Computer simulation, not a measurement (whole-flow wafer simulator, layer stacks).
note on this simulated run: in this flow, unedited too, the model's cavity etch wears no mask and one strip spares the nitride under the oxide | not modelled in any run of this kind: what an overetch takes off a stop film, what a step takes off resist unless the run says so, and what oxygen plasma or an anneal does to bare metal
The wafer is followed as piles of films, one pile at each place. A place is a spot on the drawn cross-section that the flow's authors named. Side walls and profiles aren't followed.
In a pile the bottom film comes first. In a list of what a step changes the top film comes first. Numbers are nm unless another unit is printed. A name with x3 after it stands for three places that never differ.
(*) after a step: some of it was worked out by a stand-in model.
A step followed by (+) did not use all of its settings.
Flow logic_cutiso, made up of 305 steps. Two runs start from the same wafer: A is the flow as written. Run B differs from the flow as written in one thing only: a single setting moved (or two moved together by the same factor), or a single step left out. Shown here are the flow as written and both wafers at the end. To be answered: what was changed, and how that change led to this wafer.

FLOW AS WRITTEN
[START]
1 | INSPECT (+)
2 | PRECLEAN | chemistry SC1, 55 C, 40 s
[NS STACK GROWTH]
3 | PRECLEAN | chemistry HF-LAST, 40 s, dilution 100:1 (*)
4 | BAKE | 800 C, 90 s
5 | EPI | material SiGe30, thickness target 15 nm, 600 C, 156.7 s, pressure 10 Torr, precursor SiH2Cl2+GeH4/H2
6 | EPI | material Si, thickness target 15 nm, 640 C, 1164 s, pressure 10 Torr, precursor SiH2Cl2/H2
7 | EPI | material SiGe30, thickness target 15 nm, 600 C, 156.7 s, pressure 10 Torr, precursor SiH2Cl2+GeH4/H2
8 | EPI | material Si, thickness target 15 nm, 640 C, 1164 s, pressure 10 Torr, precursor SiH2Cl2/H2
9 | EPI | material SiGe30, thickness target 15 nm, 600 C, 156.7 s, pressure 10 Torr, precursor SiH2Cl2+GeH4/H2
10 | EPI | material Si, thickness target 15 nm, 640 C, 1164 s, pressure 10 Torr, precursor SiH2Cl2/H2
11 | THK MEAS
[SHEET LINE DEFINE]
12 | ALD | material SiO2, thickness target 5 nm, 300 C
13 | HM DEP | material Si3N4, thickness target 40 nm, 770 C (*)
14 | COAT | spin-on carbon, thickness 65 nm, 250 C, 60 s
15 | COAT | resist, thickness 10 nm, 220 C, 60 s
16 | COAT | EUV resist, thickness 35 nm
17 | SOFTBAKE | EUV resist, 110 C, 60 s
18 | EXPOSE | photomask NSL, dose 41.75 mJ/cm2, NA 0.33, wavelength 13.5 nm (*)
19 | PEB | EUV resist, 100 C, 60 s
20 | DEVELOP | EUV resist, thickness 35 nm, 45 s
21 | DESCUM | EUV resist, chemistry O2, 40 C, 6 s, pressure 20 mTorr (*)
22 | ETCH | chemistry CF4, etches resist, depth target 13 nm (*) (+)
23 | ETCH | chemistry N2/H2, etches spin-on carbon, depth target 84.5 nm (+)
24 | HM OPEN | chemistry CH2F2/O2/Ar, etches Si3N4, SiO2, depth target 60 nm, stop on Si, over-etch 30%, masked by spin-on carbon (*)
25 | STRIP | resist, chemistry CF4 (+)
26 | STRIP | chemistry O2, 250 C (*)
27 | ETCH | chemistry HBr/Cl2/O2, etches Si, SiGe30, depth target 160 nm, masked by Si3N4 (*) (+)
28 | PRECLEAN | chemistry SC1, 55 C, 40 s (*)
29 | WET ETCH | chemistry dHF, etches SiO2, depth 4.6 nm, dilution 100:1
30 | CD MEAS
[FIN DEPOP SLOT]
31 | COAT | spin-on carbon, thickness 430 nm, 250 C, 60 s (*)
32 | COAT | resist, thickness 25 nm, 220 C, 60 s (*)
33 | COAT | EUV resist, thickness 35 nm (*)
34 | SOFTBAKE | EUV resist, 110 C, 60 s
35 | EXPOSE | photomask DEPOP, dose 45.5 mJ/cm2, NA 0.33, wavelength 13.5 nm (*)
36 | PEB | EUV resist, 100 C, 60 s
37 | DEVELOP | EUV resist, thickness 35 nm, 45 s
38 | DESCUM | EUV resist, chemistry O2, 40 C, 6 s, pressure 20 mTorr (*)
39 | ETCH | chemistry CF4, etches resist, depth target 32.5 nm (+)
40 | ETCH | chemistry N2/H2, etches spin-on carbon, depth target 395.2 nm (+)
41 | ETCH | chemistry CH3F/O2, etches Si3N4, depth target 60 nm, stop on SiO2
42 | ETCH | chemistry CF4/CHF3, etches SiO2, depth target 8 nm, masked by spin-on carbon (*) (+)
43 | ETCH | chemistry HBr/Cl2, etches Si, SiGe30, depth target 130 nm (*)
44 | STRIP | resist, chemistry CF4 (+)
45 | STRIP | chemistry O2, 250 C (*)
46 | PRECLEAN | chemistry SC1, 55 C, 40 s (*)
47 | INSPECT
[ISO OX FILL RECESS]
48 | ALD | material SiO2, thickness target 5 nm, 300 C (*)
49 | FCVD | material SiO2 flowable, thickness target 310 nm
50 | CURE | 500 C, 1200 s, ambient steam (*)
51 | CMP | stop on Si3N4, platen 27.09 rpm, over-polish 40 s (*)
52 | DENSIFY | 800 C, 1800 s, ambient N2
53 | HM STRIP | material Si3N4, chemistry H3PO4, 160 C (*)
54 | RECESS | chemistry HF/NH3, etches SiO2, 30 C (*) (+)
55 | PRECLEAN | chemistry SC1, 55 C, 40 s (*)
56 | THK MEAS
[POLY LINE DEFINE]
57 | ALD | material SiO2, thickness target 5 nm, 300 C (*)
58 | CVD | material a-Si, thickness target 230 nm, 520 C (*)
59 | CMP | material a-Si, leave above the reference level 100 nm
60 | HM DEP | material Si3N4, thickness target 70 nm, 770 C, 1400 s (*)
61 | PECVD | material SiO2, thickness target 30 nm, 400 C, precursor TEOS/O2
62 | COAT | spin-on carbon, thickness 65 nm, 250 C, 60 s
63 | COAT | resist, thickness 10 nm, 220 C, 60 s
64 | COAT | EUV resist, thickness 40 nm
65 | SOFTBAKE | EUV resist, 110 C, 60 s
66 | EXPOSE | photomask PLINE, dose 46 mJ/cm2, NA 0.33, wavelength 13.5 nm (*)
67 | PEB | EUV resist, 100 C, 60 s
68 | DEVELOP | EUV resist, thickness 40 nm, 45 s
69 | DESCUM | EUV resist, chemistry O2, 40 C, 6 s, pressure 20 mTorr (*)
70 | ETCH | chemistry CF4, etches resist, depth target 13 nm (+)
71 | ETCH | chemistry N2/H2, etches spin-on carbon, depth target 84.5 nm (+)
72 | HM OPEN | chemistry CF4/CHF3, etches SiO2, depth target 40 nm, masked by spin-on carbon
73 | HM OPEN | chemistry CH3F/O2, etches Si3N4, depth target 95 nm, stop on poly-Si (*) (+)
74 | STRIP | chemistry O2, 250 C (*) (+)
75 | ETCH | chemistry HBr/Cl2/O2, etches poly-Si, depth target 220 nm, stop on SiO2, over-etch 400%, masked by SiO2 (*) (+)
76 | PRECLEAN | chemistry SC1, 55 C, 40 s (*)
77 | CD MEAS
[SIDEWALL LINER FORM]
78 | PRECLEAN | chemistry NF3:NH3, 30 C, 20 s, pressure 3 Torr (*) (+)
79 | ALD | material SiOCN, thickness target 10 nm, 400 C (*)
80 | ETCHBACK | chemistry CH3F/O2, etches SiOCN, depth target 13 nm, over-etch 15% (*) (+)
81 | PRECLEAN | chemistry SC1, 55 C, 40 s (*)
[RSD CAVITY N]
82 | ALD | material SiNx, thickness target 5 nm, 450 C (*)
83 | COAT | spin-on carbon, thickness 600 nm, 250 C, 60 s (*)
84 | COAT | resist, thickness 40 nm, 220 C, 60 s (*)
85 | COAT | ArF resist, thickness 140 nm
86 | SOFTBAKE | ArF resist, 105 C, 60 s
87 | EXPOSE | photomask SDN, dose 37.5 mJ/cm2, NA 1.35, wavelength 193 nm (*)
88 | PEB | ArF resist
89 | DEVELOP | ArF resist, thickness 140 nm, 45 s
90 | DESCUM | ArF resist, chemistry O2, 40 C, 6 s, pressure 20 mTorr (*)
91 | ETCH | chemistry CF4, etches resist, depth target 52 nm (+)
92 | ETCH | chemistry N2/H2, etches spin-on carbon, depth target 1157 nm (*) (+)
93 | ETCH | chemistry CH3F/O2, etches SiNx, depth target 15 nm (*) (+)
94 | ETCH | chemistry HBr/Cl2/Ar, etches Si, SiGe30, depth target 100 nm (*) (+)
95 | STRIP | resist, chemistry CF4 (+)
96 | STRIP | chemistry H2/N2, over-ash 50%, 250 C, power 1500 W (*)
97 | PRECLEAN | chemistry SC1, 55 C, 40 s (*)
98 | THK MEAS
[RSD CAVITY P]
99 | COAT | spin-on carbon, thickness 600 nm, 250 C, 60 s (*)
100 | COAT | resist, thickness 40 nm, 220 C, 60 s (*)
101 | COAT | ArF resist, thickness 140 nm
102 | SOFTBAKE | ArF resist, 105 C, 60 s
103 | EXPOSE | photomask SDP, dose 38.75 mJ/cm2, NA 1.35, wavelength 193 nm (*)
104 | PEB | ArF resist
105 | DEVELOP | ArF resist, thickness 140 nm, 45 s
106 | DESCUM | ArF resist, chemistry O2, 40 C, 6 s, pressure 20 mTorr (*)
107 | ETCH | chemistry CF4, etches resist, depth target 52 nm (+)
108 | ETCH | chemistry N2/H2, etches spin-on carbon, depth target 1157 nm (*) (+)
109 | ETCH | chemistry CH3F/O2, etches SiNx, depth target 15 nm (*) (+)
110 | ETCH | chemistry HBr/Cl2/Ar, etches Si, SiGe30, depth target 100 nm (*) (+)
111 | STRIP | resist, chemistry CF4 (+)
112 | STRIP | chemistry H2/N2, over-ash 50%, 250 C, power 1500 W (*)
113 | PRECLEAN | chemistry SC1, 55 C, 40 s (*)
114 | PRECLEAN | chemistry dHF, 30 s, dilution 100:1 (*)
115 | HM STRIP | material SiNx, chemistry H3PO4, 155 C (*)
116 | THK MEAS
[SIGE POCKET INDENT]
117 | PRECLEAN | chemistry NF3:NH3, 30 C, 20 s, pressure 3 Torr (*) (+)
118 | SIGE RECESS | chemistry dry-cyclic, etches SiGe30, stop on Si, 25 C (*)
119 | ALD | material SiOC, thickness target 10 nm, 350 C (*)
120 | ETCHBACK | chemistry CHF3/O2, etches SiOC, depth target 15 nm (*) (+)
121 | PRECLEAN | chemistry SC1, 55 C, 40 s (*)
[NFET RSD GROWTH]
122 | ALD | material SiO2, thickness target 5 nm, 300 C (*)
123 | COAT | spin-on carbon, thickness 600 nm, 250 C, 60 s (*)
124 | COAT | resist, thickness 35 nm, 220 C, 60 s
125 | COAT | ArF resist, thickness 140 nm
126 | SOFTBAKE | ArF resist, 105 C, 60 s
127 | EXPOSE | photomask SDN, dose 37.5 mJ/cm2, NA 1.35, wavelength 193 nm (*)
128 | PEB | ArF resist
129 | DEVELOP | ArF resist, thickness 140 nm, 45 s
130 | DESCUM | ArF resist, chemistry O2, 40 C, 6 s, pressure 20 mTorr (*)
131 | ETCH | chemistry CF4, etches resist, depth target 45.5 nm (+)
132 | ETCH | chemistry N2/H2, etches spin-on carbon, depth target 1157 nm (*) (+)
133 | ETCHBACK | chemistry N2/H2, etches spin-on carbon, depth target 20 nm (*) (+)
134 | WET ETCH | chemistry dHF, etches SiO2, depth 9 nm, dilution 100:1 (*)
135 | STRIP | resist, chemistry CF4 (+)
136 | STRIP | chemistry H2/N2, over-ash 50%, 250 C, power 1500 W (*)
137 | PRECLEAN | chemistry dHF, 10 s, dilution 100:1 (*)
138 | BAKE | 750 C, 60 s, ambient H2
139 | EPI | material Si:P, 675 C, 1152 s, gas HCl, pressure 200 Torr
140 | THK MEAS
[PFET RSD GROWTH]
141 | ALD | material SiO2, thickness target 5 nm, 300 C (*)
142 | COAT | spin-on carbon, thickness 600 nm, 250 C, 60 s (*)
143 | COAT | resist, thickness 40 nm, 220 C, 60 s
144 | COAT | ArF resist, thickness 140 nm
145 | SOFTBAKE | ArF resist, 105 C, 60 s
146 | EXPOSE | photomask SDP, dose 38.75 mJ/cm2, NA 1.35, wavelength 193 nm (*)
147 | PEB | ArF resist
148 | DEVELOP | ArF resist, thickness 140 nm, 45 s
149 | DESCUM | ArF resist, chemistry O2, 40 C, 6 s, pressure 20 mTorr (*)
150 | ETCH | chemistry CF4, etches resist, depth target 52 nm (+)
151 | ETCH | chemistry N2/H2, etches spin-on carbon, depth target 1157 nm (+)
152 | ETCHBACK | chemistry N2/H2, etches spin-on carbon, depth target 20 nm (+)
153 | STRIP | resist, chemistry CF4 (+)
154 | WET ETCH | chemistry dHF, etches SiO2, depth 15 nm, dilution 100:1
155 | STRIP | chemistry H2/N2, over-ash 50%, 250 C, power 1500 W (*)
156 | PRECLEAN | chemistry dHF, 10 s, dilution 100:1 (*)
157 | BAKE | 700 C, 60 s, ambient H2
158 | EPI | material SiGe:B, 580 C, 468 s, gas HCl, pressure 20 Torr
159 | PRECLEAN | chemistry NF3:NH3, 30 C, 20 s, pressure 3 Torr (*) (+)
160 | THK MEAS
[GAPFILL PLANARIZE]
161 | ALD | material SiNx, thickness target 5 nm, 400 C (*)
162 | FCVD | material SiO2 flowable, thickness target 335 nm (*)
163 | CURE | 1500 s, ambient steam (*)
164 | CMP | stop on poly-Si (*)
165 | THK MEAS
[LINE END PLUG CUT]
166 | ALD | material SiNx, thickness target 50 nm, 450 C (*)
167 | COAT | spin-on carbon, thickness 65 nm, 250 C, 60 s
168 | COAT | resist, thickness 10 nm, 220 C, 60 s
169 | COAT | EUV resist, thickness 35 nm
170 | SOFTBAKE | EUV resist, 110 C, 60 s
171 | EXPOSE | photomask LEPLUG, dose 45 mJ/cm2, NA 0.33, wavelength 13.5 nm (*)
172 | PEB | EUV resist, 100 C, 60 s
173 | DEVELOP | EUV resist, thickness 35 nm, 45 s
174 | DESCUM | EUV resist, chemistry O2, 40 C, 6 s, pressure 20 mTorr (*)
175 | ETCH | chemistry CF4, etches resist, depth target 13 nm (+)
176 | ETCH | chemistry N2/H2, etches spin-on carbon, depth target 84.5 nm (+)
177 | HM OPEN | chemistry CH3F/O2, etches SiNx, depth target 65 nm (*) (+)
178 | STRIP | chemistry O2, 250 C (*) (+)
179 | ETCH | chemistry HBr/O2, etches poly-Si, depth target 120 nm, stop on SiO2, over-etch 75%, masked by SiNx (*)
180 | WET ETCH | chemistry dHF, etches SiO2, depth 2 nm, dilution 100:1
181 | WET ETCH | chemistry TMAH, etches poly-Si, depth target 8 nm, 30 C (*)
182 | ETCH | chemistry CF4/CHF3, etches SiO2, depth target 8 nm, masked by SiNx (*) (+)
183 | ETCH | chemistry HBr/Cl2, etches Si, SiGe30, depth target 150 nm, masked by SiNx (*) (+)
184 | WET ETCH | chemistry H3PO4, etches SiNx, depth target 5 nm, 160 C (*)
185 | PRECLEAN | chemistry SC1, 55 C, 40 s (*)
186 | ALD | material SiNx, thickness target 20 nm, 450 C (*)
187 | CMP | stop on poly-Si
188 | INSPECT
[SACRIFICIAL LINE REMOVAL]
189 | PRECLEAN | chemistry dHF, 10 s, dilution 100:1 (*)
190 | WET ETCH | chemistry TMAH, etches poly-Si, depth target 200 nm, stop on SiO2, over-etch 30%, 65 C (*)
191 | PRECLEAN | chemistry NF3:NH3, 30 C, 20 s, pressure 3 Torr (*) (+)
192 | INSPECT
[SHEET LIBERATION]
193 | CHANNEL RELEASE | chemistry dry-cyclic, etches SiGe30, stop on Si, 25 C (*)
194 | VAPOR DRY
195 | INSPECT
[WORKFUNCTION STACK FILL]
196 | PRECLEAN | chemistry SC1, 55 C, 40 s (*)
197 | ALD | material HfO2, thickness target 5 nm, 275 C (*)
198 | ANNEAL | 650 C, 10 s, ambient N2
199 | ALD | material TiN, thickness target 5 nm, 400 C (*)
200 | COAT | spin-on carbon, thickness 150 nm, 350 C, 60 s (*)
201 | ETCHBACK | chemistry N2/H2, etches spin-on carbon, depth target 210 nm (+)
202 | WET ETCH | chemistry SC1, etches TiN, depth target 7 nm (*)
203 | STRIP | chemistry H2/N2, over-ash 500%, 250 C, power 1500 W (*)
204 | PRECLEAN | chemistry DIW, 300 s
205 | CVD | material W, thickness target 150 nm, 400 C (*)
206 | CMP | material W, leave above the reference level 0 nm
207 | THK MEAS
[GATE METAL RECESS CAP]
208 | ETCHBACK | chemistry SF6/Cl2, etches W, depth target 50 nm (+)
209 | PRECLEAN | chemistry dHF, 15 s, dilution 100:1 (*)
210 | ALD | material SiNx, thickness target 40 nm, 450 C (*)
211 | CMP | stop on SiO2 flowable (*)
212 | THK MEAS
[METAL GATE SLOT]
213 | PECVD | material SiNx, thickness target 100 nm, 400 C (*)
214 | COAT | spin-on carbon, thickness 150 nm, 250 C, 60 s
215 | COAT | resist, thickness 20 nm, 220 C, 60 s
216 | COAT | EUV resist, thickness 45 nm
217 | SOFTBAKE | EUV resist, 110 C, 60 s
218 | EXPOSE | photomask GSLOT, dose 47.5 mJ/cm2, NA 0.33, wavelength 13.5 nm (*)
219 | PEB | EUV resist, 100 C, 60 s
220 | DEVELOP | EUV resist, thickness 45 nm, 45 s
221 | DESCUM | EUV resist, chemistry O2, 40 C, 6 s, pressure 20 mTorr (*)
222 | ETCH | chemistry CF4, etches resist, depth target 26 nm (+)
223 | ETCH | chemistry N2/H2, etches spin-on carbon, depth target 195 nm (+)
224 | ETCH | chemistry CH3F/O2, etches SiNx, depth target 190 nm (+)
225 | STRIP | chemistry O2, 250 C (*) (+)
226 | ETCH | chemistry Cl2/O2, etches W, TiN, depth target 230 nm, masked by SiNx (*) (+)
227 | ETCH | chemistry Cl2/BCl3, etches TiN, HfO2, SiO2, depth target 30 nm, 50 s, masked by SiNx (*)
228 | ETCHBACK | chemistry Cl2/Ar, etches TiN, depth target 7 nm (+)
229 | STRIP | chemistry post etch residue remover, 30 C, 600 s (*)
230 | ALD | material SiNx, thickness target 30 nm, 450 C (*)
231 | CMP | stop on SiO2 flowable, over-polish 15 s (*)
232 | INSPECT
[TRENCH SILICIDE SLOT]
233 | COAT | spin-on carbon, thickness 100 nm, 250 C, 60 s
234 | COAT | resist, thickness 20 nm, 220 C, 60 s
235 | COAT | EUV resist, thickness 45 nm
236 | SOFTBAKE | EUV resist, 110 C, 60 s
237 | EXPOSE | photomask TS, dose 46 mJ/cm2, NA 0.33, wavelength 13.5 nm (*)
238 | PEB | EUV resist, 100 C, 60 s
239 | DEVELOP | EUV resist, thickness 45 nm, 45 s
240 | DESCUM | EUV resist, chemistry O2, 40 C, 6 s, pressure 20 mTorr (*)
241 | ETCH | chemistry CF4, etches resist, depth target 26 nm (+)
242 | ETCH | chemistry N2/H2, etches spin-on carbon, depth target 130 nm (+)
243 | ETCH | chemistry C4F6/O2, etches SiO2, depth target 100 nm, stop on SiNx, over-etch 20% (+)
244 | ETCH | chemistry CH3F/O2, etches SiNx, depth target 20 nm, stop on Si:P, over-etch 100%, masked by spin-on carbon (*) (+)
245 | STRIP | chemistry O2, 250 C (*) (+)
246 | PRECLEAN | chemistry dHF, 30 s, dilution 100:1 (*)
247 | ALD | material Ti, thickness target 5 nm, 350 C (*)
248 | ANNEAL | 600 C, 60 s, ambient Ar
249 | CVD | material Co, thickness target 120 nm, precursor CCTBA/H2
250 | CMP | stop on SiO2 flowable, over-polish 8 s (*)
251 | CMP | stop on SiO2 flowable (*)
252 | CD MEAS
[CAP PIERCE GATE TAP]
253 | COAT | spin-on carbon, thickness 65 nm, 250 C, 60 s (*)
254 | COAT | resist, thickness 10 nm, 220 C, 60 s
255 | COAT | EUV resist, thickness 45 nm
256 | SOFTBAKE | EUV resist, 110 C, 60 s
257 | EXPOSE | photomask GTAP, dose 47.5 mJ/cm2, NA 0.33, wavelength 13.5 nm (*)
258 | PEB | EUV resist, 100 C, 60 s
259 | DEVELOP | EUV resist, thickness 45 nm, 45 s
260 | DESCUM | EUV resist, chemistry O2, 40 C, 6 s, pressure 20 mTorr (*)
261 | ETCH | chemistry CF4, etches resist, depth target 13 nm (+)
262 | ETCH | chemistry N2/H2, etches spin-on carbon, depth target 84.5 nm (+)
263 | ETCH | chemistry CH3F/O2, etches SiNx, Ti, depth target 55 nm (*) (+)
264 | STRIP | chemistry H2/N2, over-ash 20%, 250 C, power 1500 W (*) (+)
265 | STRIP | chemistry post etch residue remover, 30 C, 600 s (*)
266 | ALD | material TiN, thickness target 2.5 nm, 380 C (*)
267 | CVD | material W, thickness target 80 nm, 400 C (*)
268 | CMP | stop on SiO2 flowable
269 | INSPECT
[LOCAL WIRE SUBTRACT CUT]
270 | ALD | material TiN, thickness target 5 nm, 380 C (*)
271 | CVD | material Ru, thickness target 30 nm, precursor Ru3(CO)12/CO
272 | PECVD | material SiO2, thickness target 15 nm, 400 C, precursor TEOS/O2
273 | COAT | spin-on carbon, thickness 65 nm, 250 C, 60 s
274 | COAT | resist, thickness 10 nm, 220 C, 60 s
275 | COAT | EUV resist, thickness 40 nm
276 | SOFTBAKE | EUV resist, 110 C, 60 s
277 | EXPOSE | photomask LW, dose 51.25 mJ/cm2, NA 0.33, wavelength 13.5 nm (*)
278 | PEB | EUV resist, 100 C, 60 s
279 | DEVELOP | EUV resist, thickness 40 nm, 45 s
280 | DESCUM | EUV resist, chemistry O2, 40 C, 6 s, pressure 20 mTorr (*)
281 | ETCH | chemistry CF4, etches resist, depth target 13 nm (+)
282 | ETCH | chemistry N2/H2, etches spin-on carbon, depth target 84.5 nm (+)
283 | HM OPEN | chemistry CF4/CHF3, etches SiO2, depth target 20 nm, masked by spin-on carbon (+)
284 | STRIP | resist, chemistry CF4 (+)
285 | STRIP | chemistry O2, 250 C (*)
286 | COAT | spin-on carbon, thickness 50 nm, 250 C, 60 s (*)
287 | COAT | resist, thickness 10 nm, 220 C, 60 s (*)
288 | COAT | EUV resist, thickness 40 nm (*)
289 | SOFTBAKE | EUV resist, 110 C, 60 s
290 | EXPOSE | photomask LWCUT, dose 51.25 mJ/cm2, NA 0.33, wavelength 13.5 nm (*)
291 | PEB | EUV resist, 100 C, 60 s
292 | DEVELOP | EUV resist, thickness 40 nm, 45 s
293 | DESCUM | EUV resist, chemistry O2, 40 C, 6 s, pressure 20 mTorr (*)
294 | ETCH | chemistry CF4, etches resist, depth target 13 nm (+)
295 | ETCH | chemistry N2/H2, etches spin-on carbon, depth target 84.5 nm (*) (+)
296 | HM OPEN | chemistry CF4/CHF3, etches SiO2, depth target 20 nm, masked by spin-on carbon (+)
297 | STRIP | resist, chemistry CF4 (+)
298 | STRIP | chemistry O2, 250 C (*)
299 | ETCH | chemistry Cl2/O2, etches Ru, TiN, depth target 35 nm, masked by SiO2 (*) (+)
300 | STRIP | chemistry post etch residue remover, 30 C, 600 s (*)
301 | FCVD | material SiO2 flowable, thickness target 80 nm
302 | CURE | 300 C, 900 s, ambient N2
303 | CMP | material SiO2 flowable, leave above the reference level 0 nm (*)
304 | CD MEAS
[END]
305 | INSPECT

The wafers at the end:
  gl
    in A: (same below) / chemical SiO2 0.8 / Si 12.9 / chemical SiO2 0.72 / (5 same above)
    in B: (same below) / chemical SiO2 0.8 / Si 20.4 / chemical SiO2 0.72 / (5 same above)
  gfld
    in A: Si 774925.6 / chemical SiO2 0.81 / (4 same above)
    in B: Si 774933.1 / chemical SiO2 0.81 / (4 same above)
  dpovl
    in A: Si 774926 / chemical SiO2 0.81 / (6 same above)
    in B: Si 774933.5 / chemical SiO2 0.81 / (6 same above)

What caused this: step 10, EPI: thickness target 22.5 nm was run, though the flow has thickness target 15 nm; step 10, EPI: 1747 s was run, where the flow has 1164 s.

The path from the change to this, step by step:
  10 | EPI | material Si, thickness target 15 nm, 640 C, 1164 s, pressure 10 Torr, precursor SiH2Cl2/H2
      depop, dpovl, gfld and 19 more: A +15 Si (new film) | B +22.5 Si (new film)
  27 | ETCH | chemistry HBr/Cl2/O2, etches Si, SiGe30, depth target 160 nm, masked by Si3N4 (*) (+)
      gfld, gxf, iso, lnri: A -0.79 chemical SiO2 (all of it), -11.4 Si (all of it), -15 SiGe30 (all of it), -15 Si (all of it), -15 SiGe30 (all of it), -15 Si (all of it), -15 SiGe30 (all of it), -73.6 Si | B -0.79 chemical SiO2 (all of it), -18.9 Si (all of it), -15 SiGe30 (all of it), -15 Si (all of it), -15 SiGe30 (all of it), -15 Si (all of it), -15 SiGe30 (all of it), -66.1 Si
      dpovl, nsgap: A -0.79 chemical SiO2 (all of it), -11.8 Si (all of it), -15 SiGe30 (all of it), -15 Si (all of it), -15 SiGe30 (all of it), -15 Si (all of it), -15 SiGe30 (all of it), -73.2 Si | B -0.79 chemical SiO2 (all of it), -19.3 Si (all of it), -15 SiGe30 (all of it), -15 Si (all of it), -15 SiGe30 (all of it), -15 Si (all of it), -15 SiGe30 (all of it), -65.7 Si
      (also at 1 further place)
  43 | ETCH | chemistry HBr/Cl2, etches Si, SiGe30, depth target 130 nm (*)
      depop: A -14 Si (all of it), -15 SiGe30 (all of it), -15 Si (all of it), -15 SiGe30 (all of it), -15 Si (all of it), -15 SiGe30 (all of it), -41 Si | B -21.5 Si (all of it), -15 SiGe30 (all of it), -15 Si (all of it), -15 SiGe30 (all of it), -15 Si (all of it), -15 SiGe30 (all of it), -33.5 Si
  94 | ETCH | chemistry HBr/Cl2/Ar, etches Si, SiGe30, depth target 100 nm (*) (+)
      rsdn, rsdx: A -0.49 chemical SiO2 (all of it), -12.8 Si (all of it), -15 SiGe30 (all of it), -15 Si (all of it), -15 SiGe30 (all of it), -15 Si (all of it), -15 SiGe30 (all of it), -12.2 Si | B -0.49 chemical SiO2 (all of it), -20.3 Si (all of it), -15 SiGe30 (all of it), -15 Si (all of it), -15 SiGe30 (all of it), -15 Si (all of it), -15 SiGe30 (all of it), -4.66 Si
  110 | ETCH | chemistry HBr/Cl2/Ar, etches Si, SiGe30, depth target 100 nm (*) (+)
      rsdp, rsdw: A -0.49 chemical SiO2 (all of it), -12.8 Si (all of it), -15 SiGe30 (all of it), -15 Si (all of it), -15 SiGe30 (all of it), -15 Si (all of it), -15 SiGe30 (all of it), -12.2 Si | B -0.49 chemical SiO2 (all of it), -20.3 Si (all of it), -15 SiGe30 (all of it), -15 Si (all of it), -15 SiGe30 (all of it), -15 Si (all of it), -15 SiGe30 (all of it), -4.66 Si
  183 | ETCH | chemistry HBr/Cl2, etches Si, SiGe30, depth target 150 nm, masked by SiNx (*) (+)
      plug: A -13.6 Si (all of it), -15 SiGe30 (all of it), -15 Si (all of it), -15 SiGe30 (all of it), -15 Si (all of it), -15 SiGe30 (all of it), -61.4 Si | B -21.1 Si (all of it), -15 SiGe30 (all of it), -15 Si (all of it), -15 SiGe30 (all of it), -15 Si (all of it), -15 SiGe30 (all of it), -53.9 Si
